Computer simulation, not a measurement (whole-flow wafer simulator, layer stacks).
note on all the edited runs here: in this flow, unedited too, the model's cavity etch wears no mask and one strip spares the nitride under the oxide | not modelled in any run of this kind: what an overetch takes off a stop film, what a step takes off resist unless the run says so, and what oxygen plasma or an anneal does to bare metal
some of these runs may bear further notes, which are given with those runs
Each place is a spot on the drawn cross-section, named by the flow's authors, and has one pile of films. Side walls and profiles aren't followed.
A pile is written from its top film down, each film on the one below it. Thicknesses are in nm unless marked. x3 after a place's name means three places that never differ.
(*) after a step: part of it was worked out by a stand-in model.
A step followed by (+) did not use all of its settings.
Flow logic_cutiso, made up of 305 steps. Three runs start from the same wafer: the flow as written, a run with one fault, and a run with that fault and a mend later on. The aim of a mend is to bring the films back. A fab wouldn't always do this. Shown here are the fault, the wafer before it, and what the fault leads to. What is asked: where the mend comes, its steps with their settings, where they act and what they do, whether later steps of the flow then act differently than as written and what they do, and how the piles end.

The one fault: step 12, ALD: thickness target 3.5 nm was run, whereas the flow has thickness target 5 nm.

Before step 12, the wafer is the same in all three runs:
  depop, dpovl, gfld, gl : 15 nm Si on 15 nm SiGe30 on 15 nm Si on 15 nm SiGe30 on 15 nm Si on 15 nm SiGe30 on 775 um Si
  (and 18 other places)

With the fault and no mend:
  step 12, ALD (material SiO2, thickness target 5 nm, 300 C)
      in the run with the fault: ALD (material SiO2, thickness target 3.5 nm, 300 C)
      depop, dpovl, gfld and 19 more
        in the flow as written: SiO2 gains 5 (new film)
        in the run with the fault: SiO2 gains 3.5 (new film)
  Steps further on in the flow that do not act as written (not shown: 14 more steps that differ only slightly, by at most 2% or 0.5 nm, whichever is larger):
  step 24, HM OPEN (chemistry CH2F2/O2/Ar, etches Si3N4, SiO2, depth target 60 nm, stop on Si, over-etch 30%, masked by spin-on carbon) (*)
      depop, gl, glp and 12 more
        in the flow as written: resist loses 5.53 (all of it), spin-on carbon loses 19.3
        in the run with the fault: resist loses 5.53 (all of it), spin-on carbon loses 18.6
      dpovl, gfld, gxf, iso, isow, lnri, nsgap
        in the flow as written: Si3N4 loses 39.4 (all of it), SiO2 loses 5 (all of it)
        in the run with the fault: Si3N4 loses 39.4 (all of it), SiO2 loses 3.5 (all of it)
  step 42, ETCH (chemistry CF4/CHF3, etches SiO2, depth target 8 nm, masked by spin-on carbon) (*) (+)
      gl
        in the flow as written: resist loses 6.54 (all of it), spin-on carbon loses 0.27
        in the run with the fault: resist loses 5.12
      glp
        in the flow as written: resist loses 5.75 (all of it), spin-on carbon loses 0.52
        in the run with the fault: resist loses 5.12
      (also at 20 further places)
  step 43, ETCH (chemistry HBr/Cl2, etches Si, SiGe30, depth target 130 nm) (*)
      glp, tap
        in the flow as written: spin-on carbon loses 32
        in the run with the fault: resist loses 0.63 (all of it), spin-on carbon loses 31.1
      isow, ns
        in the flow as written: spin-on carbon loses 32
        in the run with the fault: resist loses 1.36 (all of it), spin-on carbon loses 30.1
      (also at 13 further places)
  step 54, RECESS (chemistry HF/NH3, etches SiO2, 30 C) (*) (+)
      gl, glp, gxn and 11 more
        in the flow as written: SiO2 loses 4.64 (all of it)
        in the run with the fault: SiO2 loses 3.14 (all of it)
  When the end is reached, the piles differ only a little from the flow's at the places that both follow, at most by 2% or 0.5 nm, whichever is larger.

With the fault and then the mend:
  The mend follows step 12.
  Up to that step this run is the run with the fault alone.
  step 12a, ALD (material SiO2, thickness target 1.5 nm, 300 C) (*) (the flow's step 12 again, with other settings)
      depop, dpovl, gfld and 19 more
        SiO2 gains 1.5
  Every later step of the flow that is run acts as written at every place that is followed.
  The piles end the same as the flow's at every place that both follow.
